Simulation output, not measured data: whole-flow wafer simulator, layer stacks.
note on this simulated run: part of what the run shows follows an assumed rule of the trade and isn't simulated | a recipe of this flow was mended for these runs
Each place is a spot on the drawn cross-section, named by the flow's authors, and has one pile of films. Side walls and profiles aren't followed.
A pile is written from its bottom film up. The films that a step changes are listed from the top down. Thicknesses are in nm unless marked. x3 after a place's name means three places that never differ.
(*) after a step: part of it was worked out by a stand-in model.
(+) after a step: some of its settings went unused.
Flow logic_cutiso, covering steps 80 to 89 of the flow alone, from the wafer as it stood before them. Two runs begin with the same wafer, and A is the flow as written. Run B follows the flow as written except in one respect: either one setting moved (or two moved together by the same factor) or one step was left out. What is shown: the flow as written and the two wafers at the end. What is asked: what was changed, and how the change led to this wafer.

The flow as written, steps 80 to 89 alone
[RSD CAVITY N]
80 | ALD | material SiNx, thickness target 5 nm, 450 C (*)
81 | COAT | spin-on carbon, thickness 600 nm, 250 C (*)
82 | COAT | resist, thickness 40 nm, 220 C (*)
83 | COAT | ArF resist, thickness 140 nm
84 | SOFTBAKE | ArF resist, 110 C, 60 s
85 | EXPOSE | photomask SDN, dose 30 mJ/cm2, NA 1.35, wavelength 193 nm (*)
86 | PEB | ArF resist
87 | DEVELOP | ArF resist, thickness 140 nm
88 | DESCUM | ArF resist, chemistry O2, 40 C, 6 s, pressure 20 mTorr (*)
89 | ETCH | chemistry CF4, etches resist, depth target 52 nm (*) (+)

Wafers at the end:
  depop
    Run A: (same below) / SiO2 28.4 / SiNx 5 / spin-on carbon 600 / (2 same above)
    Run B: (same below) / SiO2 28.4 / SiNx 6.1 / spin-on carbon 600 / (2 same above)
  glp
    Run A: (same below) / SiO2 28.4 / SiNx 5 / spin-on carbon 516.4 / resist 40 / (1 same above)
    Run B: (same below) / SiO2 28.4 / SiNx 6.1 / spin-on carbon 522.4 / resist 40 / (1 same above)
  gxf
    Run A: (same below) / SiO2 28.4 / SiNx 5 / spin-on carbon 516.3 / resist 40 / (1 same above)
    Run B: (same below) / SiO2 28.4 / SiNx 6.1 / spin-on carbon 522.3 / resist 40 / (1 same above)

The reason: step 80, ALD: thickness target 6.1 nm was run, whereas the flow has thickness target 5 nm.
The wafer lets one read it off: depop has SiNx 6.1, and step 80 as written asks for 5 nm.

How this came from the change, step by step:
  80 | ALD | material SiNx, thickness target 5 nm, 450 C (*)
      depop, dpovl x3, gfld and 17 more: A SiNx gains 5 (new film) | B SiNx gains 6.1 (new film)
